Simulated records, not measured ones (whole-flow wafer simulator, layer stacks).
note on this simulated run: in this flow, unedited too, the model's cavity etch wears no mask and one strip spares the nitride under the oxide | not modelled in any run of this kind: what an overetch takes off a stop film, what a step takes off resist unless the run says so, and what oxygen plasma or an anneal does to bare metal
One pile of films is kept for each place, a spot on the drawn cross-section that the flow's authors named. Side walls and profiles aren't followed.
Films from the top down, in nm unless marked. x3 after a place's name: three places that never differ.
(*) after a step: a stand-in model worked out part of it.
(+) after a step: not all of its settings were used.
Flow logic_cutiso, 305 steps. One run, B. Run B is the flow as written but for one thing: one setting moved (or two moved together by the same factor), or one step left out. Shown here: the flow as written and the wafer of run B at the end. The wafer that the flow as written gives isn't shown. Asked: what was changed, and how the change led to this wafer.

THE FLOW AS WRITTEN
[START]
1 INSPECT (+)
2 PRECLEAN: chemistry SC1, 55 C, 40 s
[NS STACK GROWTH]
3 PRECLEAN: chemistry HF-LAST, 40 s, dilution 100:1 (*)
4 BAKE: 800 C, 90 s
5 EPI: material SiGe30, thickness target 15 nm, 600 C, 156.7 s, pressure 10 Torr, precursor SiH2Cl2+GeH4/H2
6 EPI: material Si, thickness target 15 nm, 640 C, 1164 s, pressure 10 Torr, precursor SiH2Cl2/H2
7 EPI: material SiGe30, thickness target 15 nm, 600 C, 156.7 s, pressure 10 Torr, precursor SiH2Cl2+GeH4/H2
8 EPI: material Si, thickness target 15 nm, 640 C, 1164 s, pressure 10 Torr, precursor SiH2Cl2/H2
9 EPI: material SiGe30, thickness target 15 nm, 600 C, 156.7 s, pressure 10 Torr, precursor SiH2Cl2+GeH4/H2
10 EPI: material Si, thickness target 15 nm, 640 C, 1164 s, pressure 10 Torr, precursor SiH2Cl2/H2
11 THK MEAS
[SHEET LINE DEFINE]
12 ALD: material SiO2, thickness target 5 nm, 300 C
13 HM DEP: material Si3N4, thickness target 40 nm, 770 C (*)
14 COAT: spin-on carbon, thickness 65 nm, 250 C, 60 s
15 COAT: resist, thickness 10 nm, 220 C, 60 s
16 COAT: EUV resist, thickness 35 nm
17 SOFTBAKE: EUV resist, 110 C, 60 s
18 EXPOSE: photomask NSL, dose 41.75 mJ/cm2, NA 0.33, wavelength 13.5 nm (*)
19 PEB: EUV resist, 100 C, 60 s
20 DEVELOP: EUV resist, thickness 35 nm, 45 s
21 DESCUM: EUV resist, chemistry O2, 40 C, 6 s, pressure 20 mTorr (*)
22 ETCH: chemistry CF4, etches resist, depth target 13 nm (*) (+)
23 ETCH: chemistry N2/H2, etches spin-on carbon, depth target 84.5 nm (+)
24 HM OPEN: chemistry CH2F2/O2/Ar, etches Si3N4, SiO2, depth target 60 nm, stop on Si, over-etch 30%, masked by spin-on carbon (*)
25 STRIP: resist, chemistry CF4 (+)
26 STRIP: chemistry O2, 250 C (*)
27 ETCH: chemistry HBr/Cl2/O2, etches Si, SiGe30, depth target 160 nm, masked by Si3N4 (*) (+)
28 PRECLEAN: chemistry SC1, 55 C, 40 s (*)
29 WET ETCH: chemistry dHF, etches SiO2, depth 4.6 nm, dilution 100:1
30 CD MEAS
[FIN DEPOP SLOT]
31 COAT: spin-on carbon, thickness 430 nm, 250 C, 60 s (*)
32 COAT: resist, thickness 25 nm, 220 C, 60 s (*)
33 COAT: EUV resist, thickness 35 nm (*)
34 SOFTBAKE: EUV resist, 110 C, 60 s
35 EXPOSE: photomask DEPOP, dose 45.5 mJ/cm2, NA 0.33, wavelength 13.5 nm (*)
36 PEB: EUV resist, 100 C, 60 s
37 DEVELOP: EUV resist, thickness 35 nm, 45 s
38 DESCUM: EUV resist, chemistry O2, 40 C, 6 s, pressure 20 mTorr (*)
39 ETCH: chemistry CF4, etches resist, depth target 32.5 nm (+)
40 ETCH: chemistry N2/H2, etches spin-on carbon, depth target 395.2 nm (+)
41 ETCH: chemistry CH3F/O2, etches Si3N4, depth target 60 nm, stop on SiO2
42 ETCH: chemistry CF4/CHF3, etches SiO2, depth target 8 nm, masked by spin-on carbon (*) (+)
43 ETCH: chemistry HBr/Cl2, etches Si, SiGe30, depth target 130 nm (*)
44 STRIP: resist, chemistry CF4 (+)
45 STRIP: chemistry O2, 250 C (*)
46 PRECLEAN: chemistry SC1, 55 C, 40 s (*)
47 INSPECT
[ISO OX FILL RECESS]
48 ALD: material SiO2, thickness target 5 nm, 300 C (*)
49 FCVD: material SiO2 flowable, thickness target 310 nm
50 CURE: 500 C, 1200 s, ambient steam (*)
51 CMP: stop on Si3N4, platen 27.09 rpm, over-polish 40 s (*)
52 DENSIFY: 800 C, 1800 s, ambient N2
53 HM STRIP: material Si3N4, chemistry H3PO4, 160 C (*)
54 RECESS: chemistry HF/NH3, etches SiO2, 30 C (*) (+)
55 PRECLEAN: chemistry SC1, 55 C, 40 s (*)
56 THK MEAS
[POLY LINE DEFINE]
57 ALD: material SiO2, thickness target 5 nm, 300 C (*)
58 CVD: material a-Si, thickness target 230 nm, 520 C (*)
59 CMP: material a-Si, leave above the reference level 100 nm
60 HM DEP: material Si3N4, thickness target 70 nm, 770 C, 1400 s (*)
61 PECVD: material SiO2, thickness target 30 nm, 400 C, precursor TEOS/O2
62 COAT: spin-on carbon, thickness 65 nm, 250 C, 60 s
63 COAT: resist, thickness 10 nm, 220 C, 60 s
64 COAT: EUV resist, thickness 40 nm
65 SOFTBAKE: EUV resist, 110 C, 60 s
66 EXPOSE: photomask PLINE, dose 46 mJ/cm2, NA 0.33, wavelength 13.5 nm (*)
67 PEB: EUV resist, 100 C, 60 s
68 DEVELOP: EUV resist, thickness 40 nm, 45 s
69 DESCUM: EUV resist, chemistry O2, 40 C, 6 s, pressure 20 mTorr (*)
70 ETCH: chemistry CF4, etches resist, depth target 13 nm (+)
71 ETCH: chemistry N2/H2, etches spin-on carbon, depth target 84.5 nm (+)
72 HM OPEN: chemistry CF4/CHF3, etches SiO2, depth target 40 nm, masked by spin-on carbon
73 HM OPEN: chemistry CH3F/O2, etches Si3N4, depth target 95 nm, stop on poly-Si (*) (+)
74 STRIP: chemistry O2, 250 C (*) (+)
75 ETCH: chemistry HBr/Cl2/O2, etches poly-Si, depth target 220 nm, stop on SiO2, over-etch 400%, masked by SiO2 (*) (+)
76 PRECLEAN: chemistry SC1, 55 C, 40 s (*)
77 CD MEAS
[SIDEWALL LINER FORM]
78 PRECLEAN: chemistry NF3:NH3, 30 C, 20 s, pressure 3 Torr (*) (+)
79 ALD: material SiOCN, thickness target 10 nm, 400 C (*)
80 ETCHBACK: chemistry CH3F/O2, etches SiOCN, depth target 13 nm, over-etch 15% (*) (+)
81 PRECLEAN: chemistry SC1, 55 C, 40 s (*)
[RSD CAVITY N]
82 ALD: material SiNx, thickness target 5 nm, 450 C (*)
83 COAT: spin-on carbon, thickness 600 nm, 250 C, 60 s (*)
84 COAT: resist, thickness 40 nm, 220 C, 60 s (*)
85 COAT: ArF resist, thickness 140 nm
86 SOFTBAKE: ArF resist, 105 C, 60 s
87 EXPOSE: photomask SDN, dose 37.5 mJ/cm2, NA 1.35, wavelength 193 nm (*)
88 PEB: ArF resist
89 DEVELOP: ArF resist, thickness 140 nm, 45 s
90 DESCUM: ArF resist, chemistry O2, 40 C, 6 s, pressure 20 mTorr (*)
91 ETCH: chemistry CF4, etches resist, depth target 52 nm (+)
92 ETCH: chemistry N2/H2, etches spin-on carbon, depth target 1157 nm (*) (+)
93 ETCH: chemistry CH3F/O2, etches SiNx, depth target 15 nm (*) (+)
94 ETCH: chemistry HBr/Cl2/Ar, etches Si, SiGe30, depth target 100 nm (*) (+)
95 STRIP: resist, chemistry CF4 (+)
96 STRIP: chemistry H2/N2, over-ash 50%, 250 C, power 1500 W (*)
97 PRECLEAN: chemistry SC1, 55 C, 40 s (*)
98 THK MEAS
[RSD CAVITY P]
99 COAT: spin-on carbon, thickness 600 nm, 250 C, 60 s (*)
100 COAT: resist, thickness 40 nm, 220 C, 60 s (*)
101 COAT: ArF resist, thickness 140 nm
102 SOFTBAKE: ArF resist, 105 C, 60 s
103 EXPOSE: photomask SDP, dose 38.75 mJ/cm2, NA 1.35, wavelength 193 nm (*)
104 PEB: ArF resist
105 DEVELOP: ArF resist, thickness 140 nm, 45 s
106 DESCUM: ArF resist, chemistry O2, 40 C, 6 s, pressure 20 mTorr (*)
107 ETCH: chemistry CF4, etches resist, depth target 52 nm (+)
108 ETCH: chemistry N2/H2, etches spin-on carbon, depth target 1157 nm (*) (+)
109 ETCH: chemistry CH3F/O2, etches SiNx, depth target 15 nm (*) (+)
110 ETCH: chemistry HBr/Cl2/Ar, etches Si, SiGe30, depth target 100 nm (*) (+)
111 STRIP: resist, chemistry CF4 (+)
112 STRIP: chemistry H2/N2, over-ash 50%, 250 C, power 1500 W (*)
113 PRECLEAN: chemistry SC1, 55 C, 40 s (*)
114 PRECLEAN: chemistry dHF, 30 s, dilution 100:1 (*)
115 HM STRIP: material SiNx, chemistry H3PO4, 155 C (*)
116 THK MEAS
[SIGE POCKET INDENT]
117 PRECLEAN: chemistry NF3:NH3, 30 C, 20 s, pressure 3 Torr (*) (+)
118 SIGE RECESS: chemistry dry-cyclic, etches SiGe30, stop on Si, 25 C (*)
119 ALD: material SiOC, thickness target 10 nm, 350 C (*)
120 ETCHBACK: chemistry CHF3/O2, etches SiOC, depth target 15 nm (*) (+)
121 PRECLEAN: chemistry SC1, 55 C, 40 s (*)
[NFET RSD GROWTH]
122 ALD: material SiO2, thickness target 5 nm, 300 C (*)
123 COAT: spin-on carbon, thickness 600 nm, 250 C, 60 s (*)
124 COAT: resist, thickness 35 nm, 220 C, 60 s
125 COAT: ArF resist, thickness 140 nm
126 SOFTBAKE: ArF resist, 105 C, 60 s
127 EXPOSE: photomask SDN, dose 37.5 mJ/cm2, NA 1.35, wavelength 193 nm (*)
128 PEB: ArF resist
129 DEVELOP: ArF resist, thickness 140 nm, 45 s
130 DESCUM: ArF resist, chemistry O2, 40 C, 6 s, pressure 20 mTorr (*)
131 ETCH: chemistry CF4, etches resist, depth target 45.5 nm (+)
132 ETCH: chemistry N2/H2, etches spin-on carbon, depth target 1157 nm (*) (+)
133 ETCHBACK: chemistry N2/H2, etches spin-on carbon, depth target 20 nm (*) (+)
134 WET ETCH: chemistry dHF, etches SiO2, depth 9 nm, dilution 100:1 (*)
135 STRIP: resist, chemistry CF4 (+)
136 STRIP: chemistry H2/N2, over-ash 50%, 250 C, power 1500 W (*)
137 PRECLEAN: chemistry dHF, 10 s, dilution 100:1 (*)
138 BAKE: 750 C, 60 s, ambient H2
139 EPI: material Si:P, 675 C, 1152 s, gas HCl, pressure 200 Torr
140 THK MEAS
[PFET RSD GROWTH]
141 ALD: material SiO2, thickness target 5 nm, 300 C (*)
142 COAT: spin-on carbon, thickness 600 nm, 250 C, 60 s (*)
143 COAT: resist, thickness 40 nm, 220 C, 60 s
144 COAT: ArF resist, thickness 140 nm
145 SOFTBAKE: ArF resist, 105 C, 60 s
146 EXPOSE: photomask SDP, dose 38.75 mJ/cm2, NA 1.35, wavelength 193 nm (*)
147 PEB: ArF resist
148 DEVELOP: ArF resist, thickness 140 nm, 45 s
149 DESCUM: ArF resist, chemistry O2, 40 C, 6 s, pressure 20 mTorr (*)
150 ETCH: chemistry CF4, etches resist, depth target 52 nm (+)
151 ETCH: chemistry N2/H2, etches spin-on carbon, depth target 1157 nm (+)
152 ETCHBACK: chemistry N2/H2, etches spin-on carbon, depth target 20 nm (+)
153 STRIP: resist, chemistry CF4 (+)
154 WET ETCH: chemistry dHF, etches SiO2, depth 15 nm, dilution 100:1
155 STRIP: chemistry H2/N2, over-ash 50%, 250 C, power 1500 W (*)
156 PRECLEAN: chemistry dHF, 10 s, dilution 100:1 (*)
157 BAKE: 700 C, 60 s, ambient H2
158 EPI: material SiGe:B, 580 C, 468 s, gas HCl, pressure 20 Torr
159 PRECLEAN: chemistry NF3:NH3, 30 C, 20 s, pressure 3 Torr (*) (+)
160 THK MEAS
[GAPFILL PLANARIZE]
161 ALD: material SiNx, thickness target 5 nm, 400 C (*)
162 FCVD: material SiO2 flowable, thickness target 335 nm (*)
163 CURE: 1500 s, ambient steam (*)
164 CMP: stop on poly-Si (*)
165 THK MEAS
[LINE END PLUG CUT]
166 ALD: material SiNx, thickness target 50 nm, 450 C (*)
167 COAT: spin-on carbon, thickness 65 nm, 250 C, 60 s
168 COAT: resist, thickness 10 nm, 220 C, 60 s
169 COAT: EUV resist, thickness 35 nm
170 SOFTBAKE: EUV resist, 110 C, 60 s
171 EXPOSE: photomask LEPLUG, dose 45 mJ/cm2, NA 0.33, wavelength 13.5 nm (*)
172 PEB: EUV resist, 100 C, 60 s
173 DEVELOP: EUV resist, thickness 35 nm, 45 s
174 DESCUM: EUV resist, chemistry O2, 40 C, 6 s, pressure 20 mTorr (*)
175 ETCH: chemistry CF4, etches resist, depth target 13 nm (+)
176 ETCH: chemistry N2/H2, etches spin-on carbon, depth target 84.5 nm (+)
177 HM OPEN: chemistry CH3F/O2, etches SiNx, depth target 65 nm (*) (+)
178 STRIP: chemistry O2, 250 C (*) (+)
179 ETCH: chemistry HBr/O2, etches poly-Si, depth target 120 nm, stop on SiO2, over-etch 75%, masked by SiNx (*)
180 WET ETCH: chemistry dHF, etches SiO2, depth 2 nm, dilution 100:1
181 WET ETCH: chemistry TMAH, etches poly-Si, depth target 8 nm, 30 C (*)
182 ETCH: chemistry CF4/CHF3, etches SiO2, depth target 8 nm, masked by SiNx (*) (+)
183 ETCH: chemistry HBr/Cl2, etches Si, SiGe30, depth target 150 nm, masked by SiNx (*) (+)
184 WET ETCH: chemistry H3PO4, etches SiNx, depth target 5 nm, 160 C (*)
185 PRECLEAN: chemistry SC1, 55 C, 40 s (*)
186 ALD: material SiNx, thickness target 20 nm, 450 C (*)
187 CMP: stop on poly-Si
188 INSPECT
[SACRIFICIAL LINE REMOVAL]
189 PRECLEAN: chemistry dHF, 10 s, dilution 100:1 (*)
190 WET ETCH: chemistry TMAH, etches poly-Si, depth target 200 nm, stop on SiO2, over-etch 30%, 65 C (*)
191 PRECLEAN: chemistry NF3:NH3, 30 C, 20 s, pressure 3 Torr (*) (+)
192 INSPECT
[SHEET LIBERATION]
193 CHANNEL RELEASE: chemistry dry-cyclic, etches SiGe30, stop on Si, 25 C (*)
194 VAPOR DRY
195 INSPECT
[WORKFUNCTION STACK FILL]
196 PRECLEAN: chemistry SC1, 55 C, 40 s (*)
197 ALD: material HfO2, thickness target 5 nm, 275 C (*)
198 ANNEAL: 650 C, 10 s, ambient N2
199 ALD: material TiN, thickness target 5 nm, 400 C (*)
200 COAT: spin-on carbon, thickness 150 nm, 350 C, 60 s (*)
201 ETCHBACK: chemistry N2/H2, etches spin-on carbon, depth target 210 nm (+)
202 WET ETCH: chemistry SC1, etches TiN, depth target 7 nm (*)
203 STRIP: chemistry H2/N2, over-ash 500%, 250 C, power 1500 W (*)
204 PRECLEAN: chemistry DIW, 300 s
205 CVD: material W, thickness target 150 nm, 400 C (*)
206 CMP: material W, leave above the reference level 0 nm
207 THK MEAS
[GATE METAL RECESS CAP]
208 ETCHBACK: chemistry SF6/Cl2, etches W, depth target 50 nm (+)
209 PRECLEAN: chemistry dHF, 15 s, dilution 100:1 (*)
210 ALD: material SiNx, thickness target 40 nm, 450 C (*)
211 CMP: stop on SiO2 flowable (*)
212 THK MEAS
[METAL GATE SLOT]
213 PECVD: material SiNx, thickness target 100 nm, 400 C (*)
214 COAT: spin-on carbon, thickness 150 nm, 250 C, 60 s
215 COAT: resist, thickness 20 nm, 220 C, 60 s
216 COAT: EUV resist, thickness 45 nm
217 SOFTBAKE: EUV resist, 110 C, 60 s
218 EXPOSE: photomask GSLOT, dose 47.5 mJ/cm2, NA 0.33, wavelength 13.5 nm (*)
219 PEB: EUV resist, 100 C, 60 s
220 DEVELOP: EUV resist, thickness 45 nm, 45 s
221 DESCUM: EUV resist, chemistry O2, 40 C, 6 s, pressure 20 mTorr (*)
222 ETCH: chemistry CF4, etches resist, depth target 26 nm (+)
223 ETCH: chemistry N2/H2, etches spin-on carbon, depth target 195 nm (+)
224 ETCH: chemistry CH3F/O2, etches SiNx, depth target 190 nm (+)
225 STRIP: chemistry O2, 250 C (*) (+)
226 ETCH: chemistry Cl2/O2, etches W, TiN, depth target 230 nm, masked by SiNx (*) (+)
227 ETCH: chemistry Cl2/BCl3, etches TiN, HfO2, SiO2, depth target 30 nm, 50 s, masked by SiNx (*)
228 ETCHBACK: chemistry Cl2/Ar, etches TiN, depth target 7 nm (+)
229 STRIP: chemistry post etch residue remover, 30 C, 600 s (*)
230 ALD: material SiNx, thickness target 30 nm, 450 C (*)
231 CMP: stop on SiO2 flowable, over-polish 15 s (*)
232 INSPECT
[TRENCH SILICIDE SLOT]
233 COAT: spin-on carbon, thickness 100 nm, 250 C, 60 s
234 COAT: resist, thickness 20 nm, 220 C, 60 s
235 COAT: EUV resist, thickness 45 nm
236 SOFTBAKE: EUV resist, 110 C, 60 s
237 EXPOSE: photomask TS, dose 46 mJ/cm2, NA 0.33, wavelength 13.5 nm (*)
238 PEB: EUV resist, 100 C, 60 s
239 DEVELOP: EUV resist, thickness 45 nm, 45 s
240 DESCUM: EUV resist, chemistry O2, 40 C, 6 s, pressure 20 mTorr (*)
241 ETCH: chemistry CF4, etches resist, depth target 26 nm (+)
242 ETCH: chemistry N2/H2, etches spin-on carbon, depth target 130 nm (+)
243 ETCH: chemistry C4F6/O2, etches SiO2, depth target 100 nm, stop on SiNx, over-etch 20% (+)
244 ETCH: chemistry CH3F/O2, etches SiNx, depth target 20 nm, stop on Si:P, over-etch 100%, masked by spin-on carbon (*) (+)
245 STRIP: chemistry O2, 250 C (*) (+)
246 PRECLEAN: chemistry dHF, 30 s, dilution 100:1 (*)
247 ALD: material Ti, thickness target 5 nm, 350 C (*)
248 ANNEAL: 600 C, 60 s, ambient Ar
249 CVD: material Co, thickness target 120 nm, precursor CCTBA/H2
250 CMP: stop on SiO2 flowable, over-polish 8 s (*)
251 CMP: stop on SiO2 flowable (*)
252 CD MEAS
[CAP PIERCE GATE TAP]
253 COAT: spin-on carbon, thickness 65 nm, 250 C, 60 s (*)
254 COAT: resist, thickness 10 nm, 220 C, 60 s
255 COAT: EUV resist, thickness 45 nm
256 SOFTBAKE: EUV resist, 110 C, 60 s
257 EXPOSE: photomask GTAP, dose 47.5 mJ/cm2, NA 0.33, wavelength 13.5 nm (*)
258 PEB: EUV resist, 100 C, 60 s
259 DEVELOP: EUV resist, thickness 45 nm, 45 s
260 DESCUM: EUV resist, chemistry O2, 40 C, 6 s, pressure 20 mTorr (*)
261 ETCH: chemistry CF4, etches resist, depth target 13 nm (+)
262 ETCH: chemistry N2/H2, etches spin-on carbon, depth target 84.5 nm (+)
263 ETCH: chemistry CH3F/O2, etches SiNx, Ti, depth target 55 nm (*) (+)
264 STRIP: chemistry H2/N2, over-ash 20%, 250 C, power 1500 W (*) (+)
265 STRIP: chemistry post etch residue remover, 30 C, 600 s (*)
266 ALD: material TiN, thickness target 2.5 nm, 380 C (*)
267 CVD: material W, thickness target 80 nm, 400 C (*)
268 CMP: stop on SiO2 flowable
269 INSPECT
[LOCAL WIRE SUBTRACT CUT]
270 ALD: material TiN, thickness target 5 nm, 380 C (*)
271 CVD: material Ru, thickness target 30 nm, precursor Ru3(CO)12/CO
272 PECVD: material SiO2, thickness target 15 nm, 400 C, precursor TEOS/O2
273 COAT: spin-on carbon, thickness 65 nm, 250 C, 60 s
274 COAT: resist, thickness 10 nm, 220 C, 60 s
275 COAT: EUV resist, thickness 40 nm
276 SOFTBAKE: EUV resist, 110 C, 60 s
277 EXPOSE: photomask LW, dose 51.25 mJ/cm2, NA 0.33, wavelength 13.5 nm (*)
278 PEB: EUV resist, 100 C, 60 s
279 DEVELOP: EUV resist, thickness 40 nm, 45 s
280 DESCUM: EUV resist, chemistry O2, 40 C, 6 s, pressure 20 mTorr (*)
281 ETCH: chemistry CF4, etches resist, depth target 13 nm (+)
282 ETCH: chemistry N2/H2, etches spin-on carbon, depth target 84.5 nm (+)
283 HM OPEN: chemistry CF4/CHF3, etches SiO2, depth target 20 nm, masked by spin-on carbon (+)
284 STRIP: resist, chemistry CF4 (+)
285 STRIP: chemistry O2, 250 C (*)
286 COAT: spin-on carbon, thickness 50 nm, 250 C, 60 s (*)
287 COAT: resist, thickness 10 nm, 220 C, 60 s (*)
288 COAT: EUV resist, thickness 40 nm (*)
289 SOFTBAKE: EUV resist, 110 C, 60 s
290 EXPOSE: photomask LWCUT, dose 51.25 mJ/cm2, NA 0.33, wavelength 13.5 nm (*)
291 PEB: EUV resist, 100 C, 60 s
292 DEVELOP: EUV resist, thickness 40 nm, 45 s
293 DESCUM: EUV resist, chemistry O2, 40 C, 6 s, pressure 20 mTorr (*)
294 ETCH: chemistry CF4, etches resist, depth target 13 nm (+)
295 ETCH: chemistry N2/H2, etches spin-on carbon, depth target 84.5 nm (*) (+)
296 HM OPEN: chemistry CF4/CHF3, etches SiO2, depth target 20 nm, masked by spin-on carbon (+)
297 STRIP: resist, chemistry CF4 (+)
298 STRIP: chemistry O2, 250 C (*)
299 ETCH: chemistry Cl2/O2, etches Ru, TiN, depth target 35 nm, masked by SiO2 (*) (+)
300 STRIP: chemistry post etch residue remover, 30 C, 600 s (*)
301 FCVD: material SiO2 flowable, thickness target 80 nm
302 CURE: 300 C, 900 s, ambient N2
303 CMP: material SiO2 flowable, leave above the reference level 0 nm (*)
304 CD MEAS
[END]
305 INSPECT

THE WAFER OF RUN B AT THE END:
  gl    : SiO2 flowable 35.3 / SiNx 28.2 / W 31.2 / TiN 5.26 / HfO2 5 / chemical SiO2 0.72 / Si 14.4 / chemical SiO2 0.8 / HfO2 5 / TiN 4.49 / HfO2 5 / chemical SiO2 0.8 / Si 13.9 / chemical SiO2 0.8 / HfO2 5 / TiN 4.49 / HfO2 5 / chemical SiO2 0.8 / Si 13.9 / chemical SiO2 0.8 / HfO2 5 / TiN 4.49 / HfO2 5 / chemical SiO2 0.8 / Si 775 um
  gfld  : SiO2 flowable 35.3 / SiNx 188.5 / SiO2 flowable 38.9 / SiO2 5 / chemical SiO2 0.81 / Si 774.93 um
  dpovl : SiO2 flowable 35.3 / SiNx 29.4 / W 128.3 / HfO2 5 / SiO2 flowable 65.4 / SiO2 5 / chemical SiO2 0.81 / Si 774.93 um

The cause: step 10, EPI: thickness target 16.5 nm was run, where the flow has thickness target 15 nm; step 10, EPI: 1281 s was run, where the flow has 1164 s.

How the change led to this, step by step:
  10 EPI: material Si, thickness target 15 nm, 640 C, 1164 s, pressure 10 Torr, precursor SiH2Cl2/H2
      depop, dpovl, gfld and 19 more: Si +16.5 (new film) (as written it would be: Si +15 (new film))
  27 ETCH: chemistry HBr/Cl2/O2, etches Si, SiGe30, depth target 160 nm, masked by Si3N4 (*) (+)
      gfld, gxf, iso, lnri: chemical SiO2 -0.79 (all of it), Si -12.9 (all of it), SiGe30 -15 (all of it), Si -15 (all of it), SiGe30 -15 (all of it), Si -15 (all of it), SiGe30 -15 (all of it), Si -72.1 (as written it would be: chemical SiO2 -0.79 (all of it), Si -11.4 (all of it), SiGe30 -15 (all of it), Si -15 (all of it), SiGe30 -15 (all of it), Si -15 (all of it), SiGe30 -15 (all of it), Si -73.6)
      dpovl, nsgap: chemical SiO2 -0.79 (all of it), Si -13.3 (all of it), SiGe30 -15 (all of it), Si -15 (all of it), SiGe30 -15 (all of it), Si -15 (all of it), SiGe30 -15 (all of it), Si -71.7 (as written it would be: chemical SiO2 -0.79 (all of it), Si -11.8 (all of it), SiGe30 -15 (all of it), Si -15 (all of it), SiGe30 -15 (all of it), Si -15 (all of it), SiGe30 -15 (all of it), Si -73.2)
      (and at 1 more place)
  43 ETCH: chemistry HBr/Cl2, etches Si, SiGe30, depth target 130 nm (*)
      depop: Si -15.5 (all of it), SiGe30 -15 (all of it), Si -15 (all of it), SiGe30 -15 (all of it), Si -15 (all of it), SiGe30 -15 (all of it), Si -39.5 (as written it would be: Si -14 (all of it), SiGe30 -15 (all of it), Si -15 (all of it), SiGe30 -15 (all of it), Si -15 (all of it), SiGe30 -15 (all of it), Si -41)
  94 ETCH: chemistry HBr/Cl2/Ar, etches Si, SiGe30, depth target 100 nm (*) (+)
      rsdn, rsdx: chemical SiO2 -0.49 (all of it), Si -14.3 (all of it), SiGe30 -15 (all of it), Si -15 (all of it), SiGe30 -15 (all of it), Si -15 (all of it), SiGe30 -15 (all of it), Si -10.7 (as written it would be: chemical SiO2 -0.49 (all of it), Si -12.8 (all of it), SiGe30 -15 (all of it), Si -15 (all of it), SiGe30 -15 (all of it), Si -15 (all of it), SiGe30 -15 (all of it), Si -12.2)
  110 ETCH: chemistry HBr/Cl2/Ar, etches Si, SiGe30, depth target 100 nm (*) (+)
      rsdp, rsdw: chemical SiO2 -0.49 (all of it), Si -14.3 (all of it), SiGe30 -15 (all of it), Si -15 (all of it), SiGe30 -15 (all of it), Si -15 (all of it), SiGe30 -15 (all of it), Si -10.7 (as written it would be: chemical SiO2 -0.49 (all of it), Si -12.8 (all of it), SiGe30 -15 (all of it), Si -15 (all of it), SiGe30 -15 (all of it), Si -15 (all of it), SiGe30 -15 (all of it), Si -12.2)
  183 ETCH: chemistry HBr/Cl2, etches Si, SiGe30, depth target 150 nm, masked by SiNx (*) (+)
      plug: Si -15.1 (all of it), SiGe30 -15 (all of it), Si -15 (all of it), SiGe30 -15 (all of it), Si -15 (all of it), SiGe30 -15 (all of it), Si -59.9 (as written it would be: Si -13.6 (all of it), SiGe30 -15 (all of it), Si -15 (all of it), SiGe30 -15 (all of it), Si -15 (all of it), SiGe30 -15 (all of it), Si -61.4)
